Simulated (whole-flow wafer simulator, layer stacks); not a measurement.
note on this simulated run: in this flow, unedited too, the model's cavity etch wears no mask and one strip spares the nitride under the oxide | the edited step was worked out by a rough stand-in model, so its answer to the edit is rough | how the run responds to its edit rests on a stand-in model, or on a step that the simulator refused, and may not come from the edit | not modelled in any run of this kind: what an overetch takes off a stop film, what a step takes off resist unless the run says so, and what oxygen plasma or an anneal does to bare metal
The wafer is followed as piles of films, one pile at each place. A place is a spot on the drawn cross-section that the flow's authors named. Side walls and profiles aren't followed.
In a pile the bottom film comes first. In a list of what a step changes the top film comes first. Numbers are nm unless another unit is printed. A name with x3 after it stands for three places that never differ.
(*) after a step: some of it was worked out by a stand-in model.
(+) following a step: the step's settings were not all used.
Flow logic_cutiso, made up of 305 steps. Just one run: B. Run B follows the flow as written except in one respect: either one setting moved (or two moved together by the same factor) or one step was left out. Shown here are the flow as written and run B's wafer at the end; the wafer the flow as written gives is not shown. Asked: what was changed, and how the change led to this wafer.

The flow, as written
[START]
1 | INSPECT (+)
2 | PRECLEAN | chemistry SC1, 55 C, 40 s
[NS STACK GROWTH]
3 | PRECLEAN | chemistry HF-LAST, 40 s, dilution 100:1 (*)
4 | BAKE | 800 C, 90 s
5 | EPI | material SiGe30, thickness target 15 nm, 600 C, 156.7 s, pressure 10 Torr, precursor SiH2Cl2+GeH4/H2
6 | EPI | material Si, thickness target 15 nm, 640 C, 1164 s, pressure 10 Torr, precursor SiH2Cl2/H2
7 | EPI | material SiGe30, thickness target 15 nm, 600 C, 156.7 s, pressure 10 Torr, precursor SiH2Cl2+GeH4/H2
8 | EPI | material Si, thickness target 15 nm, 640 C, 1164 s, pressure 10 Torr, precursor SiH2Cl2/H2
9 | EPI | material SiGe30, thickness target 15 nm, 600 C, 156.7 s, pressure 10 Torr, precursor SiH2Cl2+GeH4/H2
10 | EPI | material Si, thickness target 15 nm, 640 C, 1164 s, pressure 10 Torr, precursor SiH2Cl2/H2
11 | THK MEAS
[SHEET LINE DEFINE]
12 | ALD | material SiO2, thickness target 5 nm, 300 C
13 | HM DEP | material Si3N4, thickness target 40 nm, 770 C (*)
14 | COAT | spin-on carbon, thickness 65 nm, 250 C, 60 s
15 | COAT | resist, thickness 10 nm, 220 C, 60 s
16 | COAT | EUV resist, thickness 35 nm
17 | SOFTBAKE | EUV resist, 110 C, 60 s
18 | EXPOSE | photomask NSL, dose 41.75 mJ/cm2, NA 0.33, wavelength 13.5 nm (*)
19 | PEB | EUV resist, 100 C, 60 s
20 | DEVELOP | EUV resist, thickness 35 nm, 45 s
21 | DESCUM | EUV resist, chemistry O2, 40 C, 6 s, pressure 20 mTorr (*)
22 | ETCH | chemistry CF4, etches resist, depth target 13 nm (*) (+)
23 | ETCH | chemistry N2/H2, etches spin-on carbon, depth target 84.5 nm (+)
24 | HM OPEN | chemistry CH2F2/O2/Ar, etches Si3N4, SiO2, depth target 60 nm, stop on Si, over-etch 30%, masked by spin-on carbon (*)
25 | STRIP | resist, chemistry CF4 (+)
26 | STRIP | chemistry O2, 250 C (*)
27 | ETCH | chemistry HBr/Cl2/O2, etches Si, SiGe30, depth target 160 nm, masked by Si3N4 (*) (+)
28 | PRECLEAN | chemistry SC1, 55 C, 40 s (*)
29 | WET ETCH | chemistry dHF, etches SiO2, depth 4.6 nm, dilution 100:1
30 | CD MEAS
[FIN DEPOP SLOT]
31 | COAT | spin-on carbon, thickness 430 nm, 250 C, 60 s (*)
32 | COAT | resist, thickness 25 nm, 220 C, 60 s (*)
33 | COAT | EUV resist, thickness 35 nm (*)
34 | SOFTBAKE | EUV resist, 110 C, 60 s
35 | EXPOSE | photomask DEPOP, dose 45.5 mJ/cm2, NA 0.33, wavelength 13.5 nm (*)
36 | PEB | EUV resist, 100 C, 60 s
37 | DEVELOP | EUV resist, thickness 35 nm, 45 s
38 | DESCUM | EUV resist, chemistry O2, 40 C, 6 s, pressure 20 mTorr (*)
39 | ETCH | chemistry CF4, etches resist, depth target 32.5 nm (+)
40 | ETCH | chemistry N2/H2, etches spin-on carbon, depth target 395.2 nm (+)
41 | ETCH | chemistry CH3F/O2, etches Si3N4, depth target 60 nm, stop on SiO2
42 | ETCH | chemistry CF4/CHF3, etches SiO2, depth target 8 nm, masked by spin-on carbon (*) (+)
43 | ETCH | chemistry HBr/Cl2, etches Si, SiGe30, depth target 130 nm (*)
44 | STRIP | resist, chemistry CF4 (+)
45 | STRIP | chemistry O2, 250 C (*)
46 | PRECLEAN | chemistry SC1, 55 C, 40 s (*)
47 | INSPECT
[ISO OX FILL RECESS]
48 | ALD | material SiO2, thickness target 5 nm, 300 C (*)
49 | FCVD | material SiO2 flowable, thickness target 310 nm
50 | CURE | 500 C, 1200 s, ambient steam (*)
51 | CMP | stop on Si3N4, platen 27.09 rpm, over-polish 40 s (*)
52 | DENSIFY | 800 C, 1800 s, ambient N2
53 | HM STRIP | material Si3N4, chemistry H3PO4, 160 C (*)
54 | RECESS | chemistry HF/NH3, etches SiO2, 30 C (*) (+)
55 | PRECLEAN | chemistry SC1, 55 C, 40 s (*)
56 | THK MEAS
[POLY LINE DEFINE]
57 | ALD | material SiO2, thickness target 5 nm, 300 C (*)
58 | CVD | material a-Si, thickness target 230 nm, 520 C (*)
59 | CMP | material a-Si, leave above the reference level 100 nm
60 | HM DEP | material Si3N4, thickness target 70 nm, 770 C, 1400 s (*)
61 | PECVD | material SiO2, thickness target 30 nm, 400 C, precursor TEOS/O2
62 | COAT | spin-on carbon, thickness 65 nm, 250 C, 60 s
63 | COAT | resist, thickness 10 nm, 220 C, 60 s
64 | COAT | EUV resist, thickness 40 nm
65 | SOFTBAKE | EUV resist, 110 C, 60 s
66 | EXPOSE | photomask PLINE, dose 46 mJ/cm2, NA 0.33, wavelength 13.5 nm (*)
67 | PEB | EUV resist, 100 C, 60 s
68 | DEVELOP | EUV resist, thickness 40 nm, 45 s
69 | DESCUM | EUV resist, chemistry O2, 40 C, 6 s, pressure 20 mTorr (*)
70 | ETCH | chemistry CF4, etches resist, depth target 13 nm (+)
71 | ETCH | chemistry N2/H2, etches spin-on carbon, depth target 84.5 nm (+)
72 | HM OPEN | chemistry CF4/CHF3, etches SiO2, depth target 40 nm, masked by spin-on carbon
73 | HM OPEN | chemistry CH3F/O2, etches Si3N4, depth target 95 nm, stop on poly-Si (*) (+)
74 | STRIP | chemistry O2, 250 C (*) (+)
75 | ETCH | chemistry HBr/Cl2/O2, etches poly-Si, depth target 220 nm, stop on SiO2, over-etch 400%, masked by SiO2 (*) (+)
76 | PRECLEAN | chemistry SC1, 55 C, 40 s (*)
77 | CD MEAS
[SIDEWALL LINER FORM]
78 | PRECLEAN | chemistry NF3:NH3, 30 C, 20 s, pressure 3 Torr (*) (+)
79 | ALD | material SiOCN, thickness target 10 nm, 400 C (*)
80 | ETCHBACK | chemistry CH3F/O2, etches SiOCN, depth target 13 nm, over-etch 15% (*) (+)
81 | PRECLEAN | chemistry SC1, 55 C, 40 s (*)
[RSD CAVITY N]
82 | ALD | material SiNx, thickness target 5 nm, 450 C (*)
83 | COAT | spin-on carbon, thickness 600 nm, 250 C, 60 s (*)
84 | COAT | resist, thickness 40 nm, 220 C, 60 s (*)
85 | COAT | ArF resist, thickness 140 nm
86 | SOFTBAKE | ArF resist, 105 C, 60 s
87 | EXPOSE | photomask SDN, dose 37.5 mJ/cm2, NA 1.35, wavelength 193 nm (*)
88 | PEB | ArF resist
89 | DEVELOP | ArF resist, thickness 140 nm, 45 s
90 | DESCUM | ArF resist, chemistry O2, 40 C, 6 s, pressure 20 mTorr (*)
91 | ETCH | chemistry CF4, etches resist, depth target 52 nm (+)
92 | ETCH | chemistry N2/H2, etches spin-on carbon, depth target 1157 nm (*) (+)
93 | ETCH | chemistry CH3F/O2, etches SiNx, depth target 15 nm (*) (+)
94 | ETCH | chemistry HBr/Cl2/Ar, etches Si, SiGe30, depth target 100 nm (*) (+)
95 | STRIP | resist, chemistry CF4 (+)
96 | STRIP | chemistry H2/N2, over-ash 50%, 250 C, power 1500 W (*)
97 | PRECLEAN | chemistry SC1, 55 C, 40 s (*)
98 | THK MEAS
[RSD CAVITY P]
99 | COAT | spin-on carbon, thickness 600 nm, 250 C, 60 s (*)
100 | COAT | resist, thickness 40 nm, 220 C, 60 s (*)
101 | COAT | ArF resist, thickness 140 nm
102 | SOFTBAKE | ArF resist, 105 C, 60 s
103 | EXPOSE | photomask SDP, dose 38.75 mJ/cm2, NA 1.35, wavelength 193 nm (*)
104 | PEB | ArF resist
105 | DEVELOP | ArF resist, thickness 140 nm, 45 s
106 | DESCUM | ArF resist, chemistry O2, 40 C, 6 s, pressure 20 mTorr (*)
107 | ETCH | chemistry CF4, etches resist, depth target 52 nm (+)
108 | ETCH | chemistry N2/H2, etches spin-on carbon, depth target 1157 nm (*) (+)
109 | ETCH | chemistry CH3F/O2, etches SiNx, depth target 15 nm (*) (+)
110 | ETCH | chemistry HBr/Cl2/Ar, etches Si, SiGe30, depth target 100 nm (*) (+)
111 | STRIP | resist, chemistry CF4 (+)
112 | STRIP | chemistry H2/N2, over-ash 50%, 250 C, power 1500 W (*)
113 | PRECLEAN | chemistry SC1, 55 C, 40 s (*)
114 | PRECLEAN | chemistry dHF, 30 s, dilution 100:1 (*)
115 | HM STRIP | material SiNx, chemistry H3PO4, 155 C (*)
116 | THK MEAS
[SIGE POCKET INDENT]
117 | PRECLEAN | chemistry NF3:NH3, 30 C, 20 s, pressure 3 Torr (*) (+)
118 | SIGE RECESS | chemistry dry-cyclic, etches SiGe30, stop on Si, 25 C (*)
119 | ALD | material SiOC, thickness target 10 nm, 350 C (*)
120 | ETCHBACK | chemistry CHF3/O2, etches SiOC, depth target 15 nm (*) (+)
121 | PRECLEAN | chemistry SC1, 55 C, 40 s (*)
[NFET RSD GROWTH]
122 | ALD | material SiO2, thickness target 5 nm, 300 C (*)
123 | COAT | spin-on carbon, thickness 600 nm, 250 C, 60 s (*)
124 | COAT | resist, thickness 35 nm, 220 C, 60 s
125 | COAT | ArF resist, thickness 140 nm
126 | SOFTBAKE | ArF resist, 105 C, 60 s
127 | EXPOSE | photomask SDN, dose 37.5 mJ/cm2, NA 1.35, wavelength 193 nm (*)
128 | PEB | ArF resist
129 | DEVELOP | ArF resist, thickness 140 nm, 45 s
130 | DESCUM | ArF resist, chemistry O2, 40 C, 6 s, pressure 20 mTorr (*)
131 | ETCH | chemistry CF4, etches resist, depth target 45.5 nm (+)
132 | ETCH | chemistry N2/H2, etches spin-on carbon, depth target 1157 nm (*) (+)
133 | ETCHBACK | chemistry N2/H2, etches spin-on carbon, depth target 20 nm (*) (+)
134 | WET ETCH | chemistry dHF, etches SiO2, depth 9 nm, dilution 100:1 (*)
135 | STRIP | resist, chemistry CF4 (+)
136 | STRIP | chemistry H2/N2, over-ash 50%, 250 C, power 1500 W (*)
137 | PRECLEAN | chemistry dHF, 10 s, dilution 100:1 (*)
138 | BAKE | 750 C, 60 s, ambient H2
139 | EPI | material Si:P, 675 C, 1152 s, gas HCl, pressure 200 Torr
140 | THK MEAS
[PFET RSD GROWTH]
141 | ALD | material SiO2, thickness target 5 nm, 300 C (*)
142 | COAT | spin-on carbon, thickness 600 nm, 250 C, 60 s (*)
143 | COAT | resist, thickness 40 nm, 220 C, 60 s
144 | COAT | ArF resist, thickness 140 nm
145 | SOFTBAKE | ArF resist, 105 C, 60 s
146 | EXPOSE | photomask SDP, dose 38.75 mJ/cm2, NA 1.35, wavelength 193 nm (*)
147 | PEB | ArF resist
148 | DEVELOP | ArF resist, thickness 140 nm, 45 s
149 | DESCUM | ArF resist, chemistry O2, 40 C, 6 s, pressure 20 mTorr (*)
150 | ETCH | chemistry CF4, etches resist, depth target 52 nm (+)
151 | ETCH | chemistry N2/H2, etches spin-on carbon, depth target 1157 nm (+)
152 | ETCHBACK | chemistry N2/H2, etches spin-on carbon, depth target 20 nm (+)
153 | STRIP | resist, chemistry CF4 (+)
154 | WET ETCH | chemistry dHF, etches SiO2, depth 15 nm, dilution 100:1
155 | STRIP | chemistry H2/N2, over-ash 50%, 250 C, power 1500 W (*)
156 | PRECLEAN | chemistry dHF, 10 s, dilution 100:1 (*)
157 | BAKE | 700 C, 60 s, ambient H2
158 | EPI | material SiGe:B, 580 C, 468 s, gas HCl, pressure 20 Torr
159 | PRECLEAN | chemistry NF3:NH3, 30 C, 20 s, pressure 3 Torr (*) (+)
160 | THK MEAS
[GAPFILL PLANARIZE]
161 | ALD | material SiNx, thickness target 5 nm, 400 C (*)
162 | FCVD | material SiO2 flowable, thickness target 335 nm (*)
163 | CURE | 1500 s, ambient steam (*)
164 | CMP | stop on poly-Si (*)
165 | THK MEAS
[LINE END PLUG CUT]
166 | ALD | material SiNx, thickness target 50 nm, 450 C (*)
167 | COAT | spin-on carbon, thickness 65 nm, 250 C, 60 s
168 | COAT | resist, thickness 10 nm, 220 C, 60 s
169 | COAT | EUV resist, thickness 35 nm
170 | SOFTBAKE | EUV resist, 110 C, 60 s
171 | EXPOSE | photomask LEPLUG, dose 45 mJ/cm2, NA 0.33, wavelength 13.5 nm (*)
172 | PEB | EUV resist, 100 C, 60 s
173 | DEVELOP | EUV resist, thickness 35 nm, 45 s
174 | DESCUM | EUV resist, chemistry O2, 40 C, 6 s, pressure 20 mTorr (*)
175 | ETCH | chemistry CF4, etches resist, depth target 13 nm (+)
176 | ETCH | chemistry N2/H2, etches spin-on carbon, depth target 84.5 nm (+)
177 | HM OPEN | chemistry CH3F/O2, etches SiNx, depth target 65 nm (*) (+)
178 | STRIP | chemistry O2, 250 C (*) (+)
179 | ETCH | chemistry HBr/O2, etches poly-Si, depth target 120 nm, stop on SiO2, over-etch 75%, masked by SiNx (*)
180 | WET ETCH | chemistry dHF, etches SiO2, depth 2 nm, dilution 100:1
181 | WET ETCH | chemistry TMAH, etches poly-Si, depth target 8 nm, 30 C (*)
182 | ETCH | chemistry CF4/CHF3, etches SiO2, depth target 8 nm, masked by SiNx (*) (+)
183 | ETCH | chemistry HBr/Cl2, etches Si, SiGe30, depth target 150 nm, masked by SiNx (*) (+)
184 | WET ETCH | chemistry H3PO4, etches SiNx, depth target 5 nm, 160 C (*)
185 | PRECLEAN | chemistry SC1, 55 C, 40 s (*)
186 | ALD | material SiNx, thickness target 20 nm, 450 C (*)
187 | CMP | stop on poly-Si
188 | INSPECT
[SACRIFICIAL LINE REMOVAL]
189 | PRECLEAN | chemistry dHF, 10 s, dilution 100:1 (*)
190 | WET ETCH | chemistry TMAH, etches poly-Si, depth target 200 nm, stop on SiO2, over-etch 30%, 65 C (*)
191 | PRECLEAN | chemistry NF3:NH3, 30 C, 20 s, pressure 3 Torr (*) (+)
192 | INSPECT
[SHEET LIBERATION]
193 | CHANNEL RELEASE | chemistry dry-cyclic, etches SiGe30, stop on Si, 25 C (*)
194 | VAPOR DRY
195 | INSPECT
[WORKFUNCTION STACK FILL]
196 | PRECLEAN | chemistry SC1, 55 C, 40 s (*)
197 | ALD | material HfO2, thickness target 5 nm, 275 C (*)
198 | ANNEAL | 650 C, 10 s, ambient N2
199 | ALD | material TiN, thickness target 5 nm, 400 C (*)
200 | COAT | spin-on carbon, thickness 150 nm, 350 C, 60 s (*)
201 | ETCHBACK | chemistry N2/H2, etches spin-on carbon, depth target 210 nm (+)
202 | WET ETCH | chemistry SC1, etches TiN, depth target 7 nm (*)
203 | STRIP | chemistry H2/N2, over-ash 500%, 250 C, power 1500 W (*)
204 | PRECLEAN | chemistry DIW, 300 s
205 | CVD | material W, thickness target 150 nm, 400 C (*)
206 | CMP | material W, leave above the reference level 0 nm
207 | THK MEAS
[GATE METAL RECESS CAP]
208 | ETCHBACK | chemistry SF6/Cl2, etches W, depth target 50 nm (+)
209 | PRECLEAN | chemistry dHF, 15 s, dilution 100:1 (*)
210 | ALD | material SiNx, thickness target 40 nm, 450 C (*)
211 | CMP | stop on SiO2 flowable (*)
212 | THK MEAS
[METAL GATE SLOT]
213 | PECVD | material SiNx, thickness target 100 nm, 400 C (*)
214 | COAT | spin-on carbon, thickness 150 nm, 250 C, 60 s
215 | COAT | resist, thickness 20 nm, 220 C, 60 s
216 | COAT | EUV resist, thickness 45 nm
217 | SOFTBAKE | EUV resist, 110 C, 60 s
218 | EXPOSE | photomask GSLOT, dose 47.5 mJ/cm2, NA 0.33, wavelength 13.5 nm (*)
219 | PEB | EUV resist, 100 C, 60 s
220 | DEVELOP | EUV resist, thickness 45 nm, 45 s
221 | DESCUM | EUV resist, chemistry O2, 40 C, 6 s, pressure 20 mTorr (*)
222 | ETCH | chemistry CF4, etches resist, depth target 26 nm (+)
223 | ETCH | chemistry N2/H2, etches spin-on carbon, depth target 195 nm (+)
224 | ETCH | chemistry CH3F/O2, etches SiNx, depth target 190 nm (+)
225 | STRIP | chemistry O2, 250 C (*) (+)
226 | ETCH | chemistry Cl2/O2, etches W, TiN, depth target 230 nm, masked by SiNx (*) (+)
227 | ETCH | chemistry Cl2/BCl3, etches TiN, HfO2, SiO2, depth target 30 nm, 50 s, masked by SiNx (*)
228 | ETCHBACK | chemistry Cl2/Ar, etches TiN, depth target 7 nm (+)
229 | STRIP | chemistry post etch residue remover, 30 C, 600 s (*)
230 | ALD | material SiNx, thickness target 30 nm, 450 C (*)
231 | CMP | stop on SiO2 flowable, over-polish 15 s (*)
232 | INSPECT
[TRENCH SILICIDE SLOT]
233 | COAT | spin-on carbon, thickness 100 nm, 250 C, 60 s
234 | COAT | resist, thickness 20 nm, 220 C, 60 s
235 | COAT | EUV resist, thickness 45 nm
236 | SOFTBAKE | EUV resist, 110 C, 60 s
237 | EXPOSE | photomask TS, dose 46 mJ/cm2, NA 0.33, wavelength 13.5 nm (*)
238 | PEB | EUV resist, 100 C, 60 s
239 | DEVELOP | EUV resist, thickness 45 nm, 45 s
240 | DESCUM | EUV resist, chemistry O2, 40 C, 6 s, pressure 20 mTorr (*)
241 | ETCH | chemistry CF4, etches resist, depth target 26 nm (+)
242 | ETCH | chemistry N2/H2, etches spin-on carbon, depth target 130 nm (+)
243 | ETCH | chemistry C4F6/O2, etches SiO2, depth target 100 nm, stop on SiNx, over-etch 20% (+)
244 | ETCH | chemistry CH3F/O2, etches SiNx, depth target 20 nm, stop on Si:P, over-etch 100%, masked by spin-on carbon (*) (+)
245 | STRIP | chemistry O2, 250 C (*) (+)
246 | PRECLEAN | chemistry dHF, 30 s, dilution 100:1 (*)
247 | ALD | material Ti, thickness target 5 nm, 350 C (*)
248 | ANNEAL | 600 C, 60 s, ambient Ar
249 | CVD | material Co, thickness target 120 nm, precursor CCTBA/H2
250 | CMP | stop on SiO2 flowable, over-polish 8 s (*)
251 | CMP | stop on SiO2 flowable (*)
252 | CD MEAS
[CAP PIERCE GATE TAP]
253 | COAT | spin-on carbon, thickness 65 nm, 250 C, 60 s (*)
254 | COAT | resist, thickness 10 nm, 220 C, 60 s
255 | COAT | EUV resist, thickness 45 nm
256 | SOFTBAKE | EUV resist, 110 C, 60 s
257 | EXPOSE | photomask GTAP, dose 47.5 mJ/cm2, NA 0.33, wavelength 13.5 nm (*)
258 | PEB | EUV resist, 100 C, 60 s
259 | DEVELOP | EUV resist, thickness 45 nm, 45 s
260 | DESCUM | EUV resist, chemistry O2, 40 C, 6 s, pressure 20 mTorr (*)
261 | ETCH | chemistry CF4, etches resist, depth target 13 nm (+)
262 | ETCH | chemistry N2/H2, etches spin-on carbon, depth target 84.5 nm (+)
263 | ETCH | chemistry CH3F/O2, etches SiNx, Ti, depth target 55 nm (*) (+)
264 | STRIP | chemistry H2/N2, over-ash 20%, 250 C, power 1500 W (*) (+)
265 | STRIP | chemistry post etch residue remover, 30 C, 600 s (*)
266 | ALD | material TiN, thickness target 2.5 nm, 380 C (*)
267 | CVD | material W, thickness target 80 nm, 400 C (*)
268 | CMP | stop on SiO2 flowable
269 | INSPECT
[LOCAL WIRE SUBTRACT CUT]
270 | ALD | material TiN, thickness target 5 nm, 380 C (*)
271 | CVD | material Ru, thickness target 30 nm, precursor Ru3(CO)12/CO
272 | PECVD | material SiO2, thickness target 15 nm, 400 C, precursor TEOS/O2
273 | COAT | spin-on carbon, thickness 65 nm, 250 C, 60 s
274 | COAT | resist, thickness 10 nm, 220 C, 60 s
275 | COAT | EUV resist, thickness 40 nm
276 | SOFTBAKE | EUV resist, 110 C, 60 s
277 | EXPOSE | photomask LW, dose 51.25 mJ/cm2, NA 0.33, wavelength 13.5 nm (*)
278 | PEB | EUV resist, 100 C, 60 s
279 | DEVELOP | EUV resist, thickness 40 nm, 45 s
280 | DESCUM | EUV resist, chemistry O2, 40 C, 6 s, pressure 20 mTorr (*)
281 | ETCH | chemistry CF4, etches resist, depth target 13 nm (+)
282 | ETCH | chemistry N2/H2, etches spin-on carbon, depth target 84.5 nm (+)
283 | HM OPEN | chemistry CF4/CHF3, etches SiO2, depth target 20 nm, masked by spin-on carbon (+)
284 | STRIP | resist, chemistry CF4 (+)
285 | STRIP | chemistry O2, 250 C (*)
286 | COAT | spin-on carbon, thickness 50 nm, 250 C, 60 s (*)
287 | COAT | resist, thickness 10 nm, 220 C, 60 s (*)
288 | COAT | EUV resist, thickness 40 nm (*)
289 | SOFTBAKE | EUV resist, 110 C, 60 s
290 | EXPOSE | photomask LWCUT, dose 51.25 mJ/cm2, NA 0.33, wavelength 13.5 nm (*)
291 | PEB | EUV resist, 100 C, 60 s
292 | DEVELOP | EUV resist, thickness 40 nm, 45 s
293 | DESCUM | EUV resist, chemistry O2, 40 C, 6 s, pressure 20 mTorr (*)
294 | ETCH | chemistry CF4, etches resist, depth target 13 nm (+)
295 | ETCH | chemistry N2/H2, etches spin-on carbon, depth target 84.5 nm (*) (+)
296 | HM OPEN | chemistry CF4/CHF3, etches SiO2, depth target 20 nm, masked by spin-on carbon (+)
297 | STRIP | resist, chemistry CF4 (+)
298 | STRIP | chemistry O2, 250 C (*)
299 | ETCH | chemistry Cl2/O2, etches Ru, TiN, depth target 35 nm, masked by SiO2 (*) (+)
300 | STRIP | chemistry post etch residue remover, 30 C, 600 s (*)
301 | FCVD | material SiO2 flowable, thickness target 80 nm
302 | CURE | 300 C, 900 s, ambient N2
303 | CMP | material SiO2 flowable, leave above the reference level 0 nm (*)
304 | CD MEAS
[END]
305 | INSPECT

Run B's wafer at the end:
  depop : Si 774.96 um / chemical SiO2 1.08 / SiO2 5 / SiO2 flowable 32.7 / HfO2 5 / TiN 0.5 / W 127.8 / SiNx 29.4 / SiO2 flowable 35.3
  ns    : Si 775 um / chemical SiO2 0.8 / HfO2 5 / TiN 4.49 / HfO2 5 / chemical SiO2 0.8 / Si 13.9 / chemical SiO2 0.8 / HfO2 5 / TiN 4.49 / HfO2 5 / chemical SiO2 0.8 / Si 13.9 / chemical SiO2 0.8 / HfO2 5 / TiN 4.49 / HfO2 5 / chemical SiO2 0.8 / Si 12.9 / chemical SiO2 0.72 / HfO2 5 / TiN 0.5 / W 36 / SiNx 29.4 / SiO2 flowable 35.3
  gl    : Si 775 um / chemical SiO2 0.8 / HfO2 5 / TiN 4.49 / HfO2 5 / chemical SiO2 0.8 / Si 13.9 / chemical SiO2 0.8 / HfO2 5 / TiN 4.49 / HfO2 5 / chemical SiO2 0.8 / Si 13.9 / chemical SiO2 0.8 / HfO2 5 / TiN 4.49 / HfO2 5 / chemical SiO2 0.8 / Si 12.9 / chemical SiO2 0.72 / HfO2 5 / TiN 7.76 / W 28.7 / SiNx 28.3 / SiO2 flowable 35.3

Cause: step 199, ALD: thickness target 7.5 nm was run, while the flow as written has thickness target 5 nm.

How this came from the change, step by step:
  199 | ALD | material TiN, thickness target 5 nm, 400 C (*)
      depop, dpovl, iso and 11 more: +7.5 TiN (new film) (in the flow as written it would be: +5 TiN (new film))
      gl, glp, tap: +7.76 TiN (new film), +4.49 TiN (new film), -4.49 cavity (all of it), +4.49 TiN (new film), -4.49 cavity (all of it), +4.49 TiN (new film), -4.49 cavity (all of it) (in the flow as written it would be: +5.26 TiN (new film), +4.49 TiN (new film), -4.49 cavity (all of it), +4.49 TiN (new film), -4.49 cavity (all of it), +4.49 TiN (new film), -4.49 cavity (all of it))
      (as well as at 5 more places)
  200 | COAT | spin-on carbon, thickness 150 nm, 350 C, 60 s (*)
      gl, glp: +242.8 spin-on carbon (new film) (in the flow as written it would be: +236.9 spin-on carbon (new film))
      gxn, gxp: +242.9 spin-on carbon (new film) (in the flow as written it would be: +236.9 spin-on carbon (new film))
      (as well as at 17 more places)
  201 | ETCHBACK | chemistry N2/H2, etches spin-on carbon, depth target 210 nm (+)
      lnr, lnrp: -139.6 spin-on carbon (all of it) (in the flow as written it would be: -133.9 spin-on carbon (all of it))
      rsdn, rsdw: -151.6 spin-on carbon (all of it) (in the flow as written it would be: -145.8 spin-on carbon (all of it))
      (as well as at 11 more places)
  202 | WET ETCH | chemistry SC1, etches TiN, depth target 7 nm (*)
      depop, dpovl, iso and 12 more: -7 TiN (in the flow as written it would be: -5 TiN (all of it))
  203 | STRIP | chemistry H2/N2, over-ash 500%, 250 C, power 1500 W (*)
      gl, glp: -32.7 spin-on carbon (all of it) (in the flow as written it would be: -26.7 spin-on carbon (all of it))
      gxn, gxp: -32.8 spin-on carbon (all of it) (in the flow as written it would be: -26.8 spin-on carbon (all of it))
      (as well as at 3 more places)
  205 | CVD | material W, thickness target 150 nm, 400 C (*)
      gxf: +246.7 W (new film) (in the flow as written it would be: +337.8 W (new film))
  226 | ETCH | chemistry Cl2/O2, etches W, TiN, depth target 230 nm, masked by SiNx (*) (+)
      gfld: -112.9 W (all of it), -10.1 TiN (all of it), -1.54 HfO2 (in the flow as written it would be: -115.4 W (all of it), -7.64 TiN (all of it), -1.54 HfO2)
